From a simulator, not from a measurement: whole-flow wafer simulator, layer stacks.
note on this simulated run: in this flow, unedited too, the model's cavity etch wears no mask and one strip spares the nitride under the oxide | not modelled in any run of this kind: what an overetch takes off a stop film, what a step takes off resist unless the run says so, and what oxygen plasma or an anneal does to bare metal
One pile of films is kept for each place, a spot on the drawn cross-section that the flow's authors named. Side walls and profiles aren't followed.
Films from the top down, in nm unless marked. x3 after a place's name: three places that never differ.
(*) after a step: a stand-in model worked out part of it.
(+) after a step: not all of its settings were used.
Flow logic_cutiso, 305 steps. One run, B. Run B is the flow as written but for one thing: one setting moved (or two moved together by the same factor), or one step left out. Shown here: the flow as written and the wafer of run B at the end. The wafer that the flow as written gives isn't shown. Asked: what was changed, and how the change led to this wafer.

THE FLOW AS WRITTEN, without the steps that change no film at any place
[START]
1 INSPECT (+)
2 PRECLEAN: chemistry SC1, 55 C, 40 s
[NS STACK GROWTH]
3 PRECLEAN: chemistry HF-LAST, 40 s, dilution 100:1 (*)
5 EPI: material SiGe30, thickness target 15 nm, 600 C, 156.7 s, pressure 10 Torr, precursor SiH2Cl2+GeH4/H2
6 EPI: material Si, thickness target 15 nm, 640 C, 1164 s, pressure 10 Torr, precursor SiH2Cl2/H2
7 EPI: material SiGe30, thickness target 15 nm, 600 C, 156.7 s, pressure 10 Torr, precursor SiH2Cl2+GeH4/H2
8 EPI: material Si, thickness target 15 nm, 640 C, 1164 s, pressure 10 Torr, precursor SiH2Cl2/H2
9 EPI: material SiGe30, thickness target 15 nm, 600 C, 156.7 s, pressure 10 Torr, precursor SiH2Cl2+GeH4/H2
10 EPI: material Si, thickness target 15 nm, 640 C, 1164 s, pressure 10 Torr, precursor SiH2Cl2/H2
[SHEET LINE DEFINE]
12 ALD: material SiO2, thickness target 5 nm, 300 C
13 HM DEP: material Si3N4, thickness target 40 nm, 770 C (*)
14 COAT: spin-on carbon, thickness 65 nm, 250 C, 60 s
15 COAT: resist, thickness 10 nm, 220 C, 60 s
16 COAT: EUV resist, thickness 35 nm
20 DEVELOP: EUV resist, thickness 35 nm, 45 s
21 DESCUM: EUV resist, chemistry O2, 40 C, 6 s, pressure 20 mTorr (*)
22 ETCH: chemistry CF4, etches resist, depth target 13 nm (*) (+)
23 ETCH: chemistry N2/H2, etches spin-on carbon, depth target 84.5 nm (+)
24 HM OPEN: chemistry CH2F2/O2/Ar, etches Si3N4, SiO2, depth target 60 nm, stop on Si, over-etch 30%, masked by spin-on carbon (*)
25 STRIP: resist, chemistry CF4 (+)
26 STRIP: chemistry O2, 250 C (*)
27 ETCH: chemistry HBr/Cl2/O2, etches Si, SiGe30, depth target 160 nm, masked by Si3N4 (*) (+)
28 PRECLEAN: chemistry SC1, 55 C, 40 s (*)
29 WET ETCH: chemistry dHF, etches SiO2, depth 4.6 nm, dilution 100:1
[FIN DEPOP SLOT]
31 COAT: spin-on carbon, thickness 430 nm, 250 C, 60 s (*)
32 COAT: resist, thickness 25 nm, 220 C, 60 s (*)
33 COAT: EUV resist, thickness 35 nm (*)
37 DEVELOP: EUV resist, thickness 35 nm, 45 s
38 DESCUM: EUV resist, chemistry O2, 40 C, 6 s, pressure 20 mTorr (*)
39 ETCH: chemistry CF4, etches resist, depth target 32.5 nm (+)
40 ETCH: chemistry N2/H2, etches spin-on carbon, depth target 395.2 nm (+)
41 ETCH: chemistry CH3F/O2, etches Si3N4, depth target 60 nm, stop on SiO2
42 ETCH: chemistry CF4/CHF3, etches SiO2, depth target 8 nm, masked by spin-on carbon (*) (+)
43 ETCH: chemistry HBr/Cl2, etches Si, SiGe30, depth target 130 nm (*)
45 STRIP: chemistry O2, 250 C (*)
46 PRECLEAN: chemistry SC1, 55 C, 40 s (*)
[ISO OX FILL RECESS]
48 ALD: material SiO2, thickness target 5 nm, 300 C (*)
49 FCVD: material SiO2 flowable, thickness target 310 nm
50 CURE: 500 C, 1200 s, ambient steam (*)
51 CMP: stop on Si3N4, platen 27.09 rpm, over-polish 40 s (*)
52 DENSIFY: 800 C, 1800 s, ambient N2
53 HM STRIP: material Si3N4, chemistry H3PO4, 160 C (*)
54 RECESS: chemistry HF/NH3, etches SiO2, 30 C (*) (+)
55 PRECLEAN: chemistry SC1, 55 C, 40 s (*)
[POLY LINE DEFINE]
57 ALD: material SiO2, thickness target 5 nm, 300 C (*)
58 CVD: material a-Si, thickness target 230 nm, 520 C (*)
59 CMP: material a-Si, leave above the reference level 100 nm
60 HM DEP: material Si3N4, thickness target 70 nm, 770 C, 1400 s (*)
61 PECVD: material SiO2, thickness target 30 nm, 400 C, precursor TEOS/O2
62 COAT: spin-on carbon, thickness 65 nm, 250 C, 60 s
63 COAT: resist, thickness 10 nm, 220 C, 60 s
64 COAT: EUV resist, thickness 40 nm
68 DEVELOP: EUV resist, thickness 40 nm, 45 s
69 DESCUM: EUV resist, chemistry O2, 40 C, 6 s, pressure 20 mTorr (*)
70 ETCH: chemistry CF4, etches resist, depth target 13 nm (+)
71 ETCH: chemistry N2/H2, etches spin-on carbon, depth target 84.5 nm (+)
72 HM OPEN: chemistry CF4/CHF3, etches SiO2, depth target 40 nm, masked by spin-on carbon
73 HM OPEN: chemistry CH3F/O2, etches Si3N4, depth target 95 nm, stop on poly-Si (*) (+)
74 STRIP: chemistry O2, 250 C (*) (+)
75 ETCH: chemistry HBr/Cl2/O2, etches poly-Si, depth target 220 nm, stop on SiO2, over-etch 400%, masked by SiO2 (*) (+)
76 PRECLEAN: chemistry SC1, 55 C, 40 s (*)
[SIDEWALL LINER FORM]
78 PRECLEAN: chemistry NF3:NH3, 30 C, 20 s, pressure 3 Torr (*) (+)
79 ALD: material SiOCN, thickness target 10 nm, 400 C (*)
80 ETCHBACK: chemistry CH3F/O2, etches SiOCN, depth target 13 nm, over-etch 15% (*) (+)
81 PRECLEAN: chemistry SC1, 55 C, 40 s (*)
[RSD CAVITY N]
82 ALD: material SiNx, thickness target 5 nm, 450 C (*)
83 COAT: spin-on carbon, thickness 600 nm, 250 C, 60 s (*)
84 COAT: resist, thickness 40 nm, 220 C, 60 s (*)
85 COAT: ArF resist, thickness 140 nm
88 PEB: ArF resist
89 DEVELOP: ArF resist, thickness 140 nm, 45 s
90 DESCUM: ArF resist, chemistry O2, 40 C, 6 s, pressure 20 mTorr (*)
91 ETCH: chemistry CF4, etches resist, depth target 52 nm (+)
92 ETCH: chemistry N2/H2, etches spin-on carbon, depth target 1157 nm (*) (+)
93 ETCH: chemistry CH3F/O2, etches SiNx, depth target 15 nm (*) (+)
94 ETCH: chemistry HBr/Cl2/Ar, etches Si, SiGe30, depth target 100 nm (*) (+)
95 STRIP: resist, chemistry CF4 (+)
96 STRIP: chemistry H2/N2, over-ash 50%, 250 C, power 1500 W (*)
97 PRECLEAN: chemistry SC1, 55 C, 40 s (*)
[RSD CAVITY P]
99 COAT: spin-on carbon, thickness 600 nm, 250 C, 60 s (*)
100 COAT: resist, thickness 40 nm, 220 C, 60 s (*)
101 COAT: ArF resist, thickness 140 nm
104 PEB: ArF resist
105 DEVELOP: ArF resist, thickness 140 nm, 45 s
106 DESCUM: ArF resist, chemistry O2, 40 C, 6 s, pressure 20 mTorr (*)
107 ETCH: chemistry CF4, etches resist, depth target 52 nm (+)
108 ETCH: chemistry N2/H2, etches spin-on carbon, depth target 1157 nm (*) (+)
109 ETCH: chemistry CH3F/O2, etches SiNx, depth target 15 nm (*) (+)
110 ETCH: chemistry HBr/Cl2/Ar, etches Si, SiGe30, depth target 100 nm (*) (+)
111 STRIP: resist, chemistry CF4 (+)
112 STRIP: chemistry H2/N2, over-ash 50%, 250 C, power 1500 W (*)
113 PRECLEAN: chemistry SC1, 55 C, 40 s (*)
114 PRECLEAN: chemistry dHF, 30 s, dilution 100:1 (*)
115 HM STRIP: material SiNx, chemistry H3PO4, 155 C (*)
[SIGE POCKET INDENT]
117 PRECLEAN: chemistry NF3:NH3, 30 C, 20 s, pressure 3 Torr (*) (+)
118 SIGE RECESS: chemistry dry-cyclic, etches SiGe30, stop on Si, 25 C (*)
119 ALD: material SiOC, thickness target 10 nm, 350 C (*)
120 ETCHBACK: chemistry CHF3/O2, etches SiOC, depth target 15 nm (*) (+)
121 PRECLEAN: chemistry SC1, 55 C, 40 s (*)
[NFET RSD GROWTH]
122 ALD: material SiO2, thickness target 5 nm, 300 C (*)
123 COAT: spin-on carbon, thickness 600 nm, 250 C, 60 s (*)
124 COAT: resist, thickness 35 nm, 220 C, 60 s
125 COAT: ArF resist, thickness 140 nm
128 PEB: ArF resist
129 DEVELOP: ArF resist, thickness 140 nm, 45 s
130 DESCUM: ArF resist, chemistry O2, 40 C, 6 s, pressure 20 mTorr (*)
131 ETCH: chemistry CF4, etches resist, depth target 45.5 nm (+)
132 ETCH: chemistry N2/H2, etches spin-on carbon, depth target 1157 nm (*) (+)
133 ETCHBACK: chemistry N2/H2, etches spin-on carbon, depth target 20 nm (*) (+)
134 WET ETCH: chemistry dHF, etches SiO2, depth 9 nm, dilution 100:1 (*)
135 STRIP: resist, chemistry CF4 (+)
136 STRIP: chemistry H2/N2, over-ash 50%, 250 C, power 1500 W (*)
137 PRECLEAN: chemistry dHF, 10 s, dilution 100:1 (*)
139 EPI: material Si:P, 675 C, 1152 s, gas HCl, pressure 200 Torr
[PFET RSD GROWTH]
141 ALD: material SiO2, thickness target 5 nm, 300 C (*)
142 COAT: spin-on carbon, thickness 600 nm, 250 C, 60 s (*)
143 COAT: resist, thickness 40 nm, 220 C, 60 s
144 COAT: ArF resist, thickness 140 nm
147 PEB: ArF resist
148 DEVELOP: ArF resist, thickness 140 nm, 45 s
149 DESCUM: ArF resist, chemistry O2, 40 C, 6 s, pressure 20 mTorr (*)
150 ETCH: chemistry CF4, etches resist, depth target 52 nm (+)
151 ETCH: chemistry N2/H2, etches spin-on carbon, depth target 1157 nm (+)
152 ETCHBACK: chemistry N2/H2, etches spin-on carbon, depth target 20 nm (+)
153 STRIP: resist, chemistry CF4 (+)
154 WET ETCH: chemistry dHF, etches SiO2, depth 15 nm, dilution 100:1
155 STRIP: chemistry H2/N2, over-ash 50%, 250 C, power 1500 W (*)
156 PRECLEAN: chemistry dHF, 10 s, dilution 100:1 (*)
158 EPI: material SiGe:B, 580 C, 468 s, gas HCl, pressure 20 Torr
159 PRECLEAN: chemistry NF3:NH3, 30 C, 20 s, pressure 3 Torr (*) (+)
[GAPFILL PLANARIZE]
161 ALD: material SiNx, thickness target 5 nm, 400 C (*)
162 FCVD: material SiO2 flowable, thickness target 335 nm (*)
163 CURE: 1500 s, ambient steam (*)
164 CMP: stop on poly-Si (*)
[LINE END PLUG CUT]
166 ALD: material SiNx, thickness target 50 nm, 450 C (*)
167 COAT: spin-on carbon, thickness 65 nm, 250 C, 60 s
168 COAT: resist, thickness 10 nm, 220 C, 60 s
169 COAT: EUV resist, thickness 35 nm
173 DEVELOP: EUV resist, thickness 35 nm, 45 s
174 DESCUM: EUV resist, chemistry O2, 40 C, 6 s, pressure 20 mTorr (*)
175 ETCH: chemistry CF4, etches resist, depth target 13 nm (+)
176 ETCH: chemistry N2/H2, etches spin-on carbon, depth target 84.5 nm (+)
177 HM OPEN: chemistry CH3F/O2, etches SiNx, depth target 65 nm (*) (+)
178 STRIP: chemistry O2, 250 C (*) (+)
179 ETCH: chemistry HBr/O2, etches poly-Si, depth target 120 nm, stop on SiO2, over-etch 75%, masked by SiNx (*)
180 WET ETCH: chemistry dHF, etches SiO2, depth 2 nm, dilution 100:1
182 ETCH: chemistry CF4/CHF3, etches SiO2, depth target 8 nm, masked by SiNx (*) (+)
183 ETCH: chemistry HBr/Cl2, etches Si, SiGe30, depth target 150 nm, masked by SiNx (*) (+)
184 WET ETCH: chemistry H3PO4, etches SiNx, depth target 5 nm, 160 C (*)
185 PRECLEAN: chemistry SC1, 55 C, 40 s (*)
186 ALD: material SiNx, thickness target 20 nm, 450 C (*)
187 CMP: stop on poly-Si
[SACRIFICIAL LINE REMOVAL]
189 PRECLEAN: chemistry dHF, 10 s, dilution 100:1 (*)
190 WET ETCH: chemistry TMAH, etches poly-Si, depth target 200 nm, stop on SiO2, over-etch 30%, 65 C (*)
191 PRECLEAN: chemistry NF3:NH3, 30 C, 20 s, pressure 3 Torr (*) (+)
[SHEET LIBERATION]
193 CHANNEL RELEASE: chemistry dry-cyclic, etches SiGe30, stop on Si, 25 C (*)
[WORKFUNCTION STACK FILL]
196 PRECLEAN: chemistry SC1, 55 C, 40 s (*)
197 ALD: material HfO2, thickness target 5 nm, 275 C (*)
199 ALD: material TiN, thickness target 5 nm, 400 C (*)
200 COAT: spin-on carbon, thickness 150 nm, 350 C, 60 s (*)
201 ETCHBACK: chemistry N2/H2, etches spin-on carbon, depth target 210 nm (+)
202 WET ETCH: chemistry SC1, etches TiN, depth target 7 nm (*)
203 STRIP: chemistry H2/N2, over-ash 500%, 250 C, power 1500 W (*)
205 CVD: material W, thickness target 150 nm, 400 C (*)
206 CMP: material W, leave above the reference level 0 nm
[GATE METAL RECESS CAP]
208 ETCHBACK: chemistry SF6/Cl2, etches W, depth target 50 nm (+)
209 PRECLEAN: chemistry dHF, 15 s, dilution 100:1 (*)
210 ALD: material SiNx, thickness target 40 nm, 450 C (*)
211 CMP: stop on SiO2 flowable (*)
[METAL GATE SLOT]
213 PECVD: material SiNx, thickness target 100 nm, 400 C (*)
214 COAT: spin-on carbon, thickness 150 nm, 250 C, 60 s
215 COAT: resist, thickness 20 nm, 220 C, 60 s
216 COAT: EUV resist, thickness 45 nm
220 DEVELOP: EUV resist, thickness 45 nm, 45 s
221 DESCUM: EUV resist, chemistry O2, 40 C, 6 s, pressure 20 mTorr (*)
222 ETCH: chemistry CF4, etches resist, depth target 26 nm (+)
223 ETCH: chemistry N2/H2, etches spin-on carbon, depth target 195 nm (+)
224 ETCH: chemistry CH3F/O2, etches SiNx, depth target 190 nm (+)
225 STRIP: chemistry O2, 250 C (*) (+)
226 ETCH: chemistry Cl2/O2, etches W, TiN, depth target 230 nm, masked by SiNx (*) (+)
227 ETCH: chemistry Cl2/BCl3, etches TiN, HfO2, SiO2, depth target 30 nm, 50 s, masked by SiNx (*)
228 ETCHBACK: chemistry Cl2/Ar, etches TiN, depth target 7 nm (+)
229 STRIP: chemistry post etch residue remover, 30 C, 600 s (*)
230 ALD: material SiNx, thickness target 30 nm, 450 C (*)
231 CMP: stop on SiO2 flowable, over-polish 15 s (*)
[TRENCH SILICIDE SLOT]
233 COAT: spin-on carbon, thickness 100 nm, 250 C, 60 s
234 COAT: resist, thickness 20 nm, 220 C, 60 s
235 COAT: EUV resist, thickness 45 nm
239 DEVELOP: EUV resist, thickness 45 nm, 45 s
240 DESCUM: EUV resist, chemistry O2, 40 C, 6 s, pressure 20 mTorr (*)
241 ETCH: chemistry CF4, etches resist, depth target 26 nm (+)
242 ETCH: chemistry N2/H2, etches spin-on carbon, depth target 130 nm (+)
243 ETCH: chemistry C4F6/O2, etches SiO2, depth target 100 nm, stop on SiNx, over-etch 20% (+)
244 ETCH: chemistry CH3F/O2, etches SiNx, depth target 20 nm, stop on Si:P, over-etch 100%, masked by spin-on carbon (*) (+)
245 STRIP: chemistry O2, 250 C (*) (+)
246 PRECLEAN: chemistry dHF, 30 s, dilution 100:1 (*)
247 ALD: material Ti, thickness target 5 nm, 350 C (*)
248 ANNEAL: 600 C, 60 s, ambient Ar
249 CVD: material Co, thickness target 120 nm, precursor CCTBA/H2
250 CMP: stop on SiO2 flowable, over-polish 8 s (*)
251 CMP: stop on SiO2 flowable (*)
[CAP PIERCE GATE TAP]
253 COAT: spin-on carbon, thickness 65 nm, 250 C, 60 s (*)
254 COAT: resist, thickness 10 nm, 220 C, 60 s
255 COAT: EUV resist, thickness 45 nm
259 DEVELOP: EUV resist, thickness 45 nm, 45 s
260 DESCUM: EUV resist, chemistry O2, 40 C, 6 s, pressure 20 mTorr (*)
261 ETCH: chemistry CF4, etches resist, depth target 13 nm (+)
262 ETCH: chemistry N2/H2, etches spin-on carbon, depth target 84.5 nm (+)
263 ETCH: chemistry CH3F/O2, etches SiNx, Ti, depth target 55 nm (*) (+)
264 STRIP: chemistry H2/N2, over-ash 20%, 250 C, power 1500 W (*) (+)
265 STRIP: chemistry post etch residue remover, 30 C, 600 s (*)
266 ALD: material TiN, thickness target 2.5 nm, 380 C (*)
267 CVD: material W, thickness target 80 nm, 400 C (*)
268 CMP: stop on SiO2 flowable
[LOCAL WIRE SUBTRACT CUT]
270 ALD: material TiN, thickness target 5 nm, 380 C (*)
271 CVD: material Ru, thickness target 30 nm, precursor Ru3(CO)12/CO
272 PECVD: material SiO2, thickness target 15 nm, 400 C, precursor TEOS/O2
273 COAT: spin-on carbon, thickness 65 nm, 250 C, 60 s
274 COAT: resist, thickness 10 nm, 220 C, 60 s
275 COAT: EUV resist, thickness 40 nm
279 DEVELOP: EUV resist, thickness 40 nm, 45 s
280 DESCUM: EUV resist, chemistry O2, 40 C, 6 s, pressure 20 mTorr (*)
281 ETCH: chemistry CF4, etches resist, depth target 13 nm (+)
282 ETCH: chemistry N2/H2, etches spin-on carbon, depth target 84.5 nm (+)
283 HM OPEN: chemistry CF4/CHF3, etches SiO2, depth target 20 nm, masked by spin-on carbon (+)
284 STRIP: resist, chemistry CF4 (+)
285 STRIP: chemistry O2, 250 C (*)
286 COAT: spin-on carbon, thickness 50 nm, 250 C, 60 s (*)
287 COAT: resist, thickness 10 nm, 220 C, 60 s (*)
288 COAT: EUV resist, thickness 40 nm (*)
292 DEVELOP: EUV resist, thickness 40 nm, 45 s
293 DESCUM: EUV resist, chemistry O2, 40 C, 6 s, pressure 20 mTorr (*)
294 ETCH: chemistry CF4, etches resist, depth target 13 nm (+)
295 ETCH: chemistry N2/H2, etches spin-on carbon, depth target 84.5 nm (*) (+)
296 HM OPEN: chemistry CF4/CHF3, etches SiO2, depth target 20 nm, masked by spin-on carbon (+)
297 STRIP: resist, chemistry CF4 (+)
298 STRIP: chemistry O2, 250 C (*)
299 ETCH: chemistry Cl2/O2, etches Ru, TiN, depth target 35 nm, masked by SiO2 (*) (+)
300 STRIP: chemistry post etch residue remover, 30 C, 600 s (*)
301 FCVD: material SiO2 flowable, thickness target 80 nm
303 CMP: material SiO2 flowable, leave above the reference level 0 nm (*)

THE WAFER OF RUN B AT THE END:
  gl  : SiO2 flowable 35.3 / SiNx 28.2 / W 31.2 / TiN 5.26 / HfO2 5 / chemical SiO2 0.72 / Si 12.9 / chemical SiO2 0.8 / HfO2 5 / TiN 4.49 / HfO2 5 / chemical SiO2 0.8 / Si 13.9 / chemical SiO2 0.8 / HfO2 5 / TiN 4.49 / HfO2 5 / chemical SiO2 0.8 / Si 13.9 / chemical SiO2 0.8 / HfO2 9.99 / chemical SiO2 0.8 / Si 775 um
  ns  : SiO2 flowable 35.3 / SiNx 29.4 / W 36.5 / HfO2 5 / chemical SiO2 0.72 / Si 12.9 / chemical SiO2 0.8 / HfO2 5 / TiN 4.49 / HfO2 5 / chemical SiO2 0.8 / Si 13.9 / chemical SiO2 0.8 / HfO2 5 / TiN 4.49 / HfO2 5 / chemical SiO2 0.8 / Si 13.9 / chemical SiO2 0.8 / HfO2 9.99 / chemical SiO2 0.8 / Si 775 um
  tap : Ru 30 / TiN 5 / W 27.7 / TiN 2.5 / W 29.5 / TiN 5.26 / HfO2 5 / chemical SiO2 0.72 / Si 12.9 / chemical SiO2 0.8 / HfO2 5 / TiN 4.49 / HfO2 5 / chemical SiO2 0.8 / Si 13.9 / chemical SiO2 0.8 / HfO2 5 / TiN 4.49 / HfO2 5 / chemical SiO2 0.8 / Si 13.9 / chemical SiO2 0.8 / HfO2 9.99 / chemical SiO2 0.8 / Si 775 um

The cause: step 5, EPI: 109.7 s was run, where the flow has 156.7 s.

How the change led to this, step by step:
  5 EPI: material SiGe30, thickness target 15 nm, 600 C, 156.7 s, pressure 10 Torr, precursor SiH2Cl2+GeH4/H2
      depop, dpovl, gfld and 19 more: SiGe30 +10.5 (new film) (as written it would be: SiGe30 +15 (new film))
  27 ETCH: chemistry HBr/Cl2/O2, etches Si, SiGe30, depth target 160 nm, masked by Si3N4 (*) (+)
      gfld, gxf, iso, lnri: chemical SiO2 -0.79 (all of it), Si -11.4 (all of it), SiGe30 -15 (all of it), Si -15 (all of it), SiGe30 -15 (all of it), Si -15 (all of it), SiGe30 -10.5 (all of it), Si -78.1 (as written it would be: chemical SiO2 -0.79 (all of it), Si -11.4 (all of it), SiGe30 -15 (all of it), Si -15 (all of it), SiGe30 -15 (all of it), Si -15 (all of it), SiGe30 -15 (all of it), Si -73.6)
      dpovl, nsgap: chemical SiO2 -0.79 (all of it), Si -11.8 (all of it), SiGe30 -15 (all of it), Si -15 (all of it), SiGe30 -15 (all of it), Si -15 (all of it), SiGe30 -10.5 (all of it), Si -77.7 (as written it would be: chemical SiO2 -0.79 (all of it), Si -11.8 (all of it), SiGe30 -15 (all of it), Si -15 (all of it), SiGe30 -15 (all of it), Si -15 (all of it), SiGe30 -15 (all of it), Si -73.2)
      (and at 1 more place)
  43 ETCH: chemistry HBr/Cl2, etches Si, SiGe30, depth target 130 nm (*)
      depop: Si -14 (all of it), SiGe30 -15 (all of it), Si -15 (all of it), SiGe30 -15 (all of it), Si -15 (all of it), SiGe30 -10.5 (all of it), Si -45.5 (as written it would be: Si -14 (all of it), SiGe30 -15 (all of it), Si -15 (all of it), SiGe30 -15 (all of it), Si -15 (all of it), SiGe30 -15 (all of it), Si -41)
  94 ETCH: chemistry HBr/Cl2/Ar, etches Si, SiGe30, depth target 100 nm (*) (+)
      rsdn, rsdx: chemical SiO2 -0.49 (all of it), Si -12.8 (all of it), SiGe30 -15 (all of it), Si -15 (all of it), SiGe30 -15 (all of it), Si -15 (all of it), SiGe30 -10.5 (all of it), Si -16.7 (as written it would be: chemical SiO2 -0.49 (all of it), Si -12.8 (all of it), SiGe30 -15 (all of it), Si -15 (all of it), SiGe30 -15 (all of it), Si -15 (all of it), SiGe30 -15 (all of it), Si -12.2)
  110 ETCH: chemistry HBr/Cl2/Ar, etches Si, SiGe30, depth target 100 nm (*) (+)
      rsdp, rsdw: chemical SiO2 -0.49 (all of it), Si -12.8 (all of it), SiGe30 -15 (all of it), Si -15 (all of it), SiGe30 -15 (all of it), Si -15 (all of it), SiGe30 -10.5 (all of it), Si -16.7 (as written it would be: chemical SiO2 -0.49 (all of it), Si -12.8 (all of it), SiGe30 -15 (all of it), Si -15 (all of it), SiGe30 -15 (all of it), Si -15 (all of it), SiGe30 -15 (all of it), Si -12.2)
  118 SIGE RECESS: chemistry dry-cyclic, etches SiGe30, stop on Si, 25 C (*)
      lnr, lnrp, lnrt: SiOCN -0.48, Si -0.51, cavity +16 (new film), SiGe30 -15 (all of it), Si -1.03, cavity +16 (new film), SiGe30 -15 (all of it), Si -1.03, cavity +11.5 (new film), SiGe30 -10.5 (all of it), Si -0.51 (as written it would be: SiOCN -0.48, Si -0.51, cavity +16 (new film), SiGe30 -15 (all of it), Si -1.03, cavity +16 (new film), SiGe30 -15 (all of it), Si -1.03, cavity +16 (new film), SiGe30 -15 (all of it), Si -0.51)
  119 ALD: material SiOC, thickness target 10 nm, 350 C (*)
      lnr, lnrp, lnrt: SiOC +10 (new film), SiOC +16 (new film), cavity -16 (all of it), SiOC +16 (new film), cavity -16 (all of it), SiOC +11.5 (new film), cavity -11.5 (all of it) (as written it would be: SiOC +10 (new film), SiOC +16 (new film), cavity -16 (all of it), SiOC +16 (new film), cavity -16 (all of it), SiOC +16 (new film), cavity -16 (all of it))
  183 ETCH: chemistry HBr/Cl2, etches Si, SiGe30, depth target 150 nm, masked by SiNx (*) (+)
      plug: Si -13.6 (all of it), SiGe30 -15 (all of it), Si -15 (all of it), SiGe30 -15 (all of it), Si -15 (all of it), SiGe30 -10.5 (all of it), Si -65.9 (as written it would be: Si -13.6 (all of it), SiGe30 -15 (all of it), Si -15 (all of it), SiGe30 -15 (all of it), Si -15 (all of it), SiGe30 -15 (all of it), Si -61.4)
  193 CHANNEL RELEASE: chemistry dry-cyclic, etches SiGe30, stop on Si, 25 C (*)
      gl, glp, gxn, gxp, ns, tap: chemical SiO2 +0.8 (new film), Si -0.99, chemical SiO2 +0.8 (new film), cavity +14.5 (new film), chemical SiO2 +0.8 (new film), SiGe30 -15 (all of it), Si -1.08, chemical SiO2 +0.8 (new film), cavity +14.5 (new film), chemical SiO2 +0.8 (new film), SiGe30 -15 (all of it), Si -1.08, chemical SiO2 +0.8 (new film), cavity +9.99 (new film), chemical SiO2 +0.8 (new film), SiGe30 -10.5 (all of it), Si -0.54 (as written it would be: chemical SiO2 +0.8 (new film), Si -0.99, chemical SiO2 +0.8 (new film), cavity +14.5 (new film), chemical SiO2 +0.8 (new film), SiGe30 -15 (all of it), Si -1.08, chemical SiO2 +0.8 (new film), cavity +14.5 (new film), chemical SiO2 +0.8 (new film), SiGe30 -15 (all of it), Si -1.08, chemical SiO2 +0.8 (new film), cavity +14.5 (new film), chemical SiO2 +0.8 (new film), SiGe30 -15 (all of it), Si -0.54)
  197 ALD: material HfO2, thickness target 5 nm, 275 C (*)
      gl, glp, gxn, gxp, ns, tap: HfO2 +5 (new film), HfO2 +5 (new film), cavity -10, HfO2 +5 (new film), HfO2 +5 (new film), cavity -10, HfO2 +5 (new film), HfO2 +9.99 (new film), cavity -9.99 (all of it) (as written it would be: HfO2 +5 (new film), HfO2 +5 (new film), cavity -10, HfO2 +5 (new film), HfO2 +5 (new film), cavity -10, HfO2 +5 (new film), HfO2 +5 (new film), cavity -10, HfO2 +5 (new film))
  199 ALD: material TiN, thickness target 5 nm, 400 C (*)
      gl, glp, tap: TiN +5.26 (new film), TiN +4.49 (new film), cavity -4.49 (all of it), TiN +4.49 (new film), cavity -4.49 (all of it) (as written it would be: TiN +5.26 (new film), TiN +4.49 (new film), cavity -4.49 (all of it), TiN +4.49 (new film), cavity -4.49 (all of it), TiN +4.49 (new film), cavity -4.49 (all of it))
      gxn, gxp, ns: TiN +5 (new film), TiN +4.49 (new film), cavity -4.49 (all of it), TiN +4.49 (new film), cavity -4.49 (all of it) (as written it would be: TiN +5 (new film), TiN +4.49 (new film), cavity -4.49 (all of it), TiN +4.49 (new film), cavity -4.49 (all of it), TiN +4.49 (new film), cavity -4.49 (all of it))
Counting metal films that touch as one body, gl has 3 bodies (between them, from the top down: HfO2 5 / chemical SiO2 0.72 / Si 12.9 / chemical SiO2 0.8 / HfO2 5; HfO2 5 / chemical SiO2 0.8 / Si 13.9 / chemical SiO2 0.8 / HfO2 5); the flow as written gives 4 bodies (between them, from the top down: HfO2 5 / chemical SiO2 0.72 / Si 12.9 / chemical SiO2 0.8 / HfO2 5; HfO2 5 / chemical SiO2 0.8 / Si 13.9 / chemical SiO2 0.8 / HfO2 5; HfO2 5 / chemical SiO2 0.8 / Si 13.9 / chemical SiO2 0.8 / HfO2 5).
Counting metal films that touch as one body, ns has 3 bodies (between them, from the top down: HfO2 5 / chemical SiO2 0.72 / Si 12.9 / chemical SiO2 0.8 / HfO2 5; HfO2 5 / chemical SiO2 0.8 / Si 13.9 / chemical SiO2 0.8 / HfO2 5); the flow as written gives 4 bodies (between them, from the top down: HfO2 5 / chemical SiO2 0.72 / Si 12.9 / chemical SiO2 0.8 / HfO2 5; HfO2 5 / chemical SiO2 0.8 / Si 13.9 / chemical SiO2 0.8 / HfO2 5; HfO2 5 / chemical SiO2 0.8 / Si 13.9 / chemical SiO2 0.8 / HfO2 5).
Counting metal films that touch as one body, tap has 3 bodies (between them, from the top down: HfO2 5 / chemical SiO2 0.72 / Si 12.9 / chemical SiO2 0.8 / HfO2 5; HfO2 5 / chemical SiO2 0.8 / Si 13.9 / chemical SiO2 0.8 / HfO2 5); the flow as written gives 4 bodies (between them, from the top down: HfO2 5 / chemical SiO2 0.72 / Si 12.9 / chemical SiO2 0.8 / HfO2 5; HfO2 5 / chemical SiO2 0.8 / Si 13.9 / chemical SiO2 0.8 / HfO2 5; HfO2 5 / chemical SiO2 0.8 / Si 13.9 / chemical SiO2 0.8 / HfO2 5).
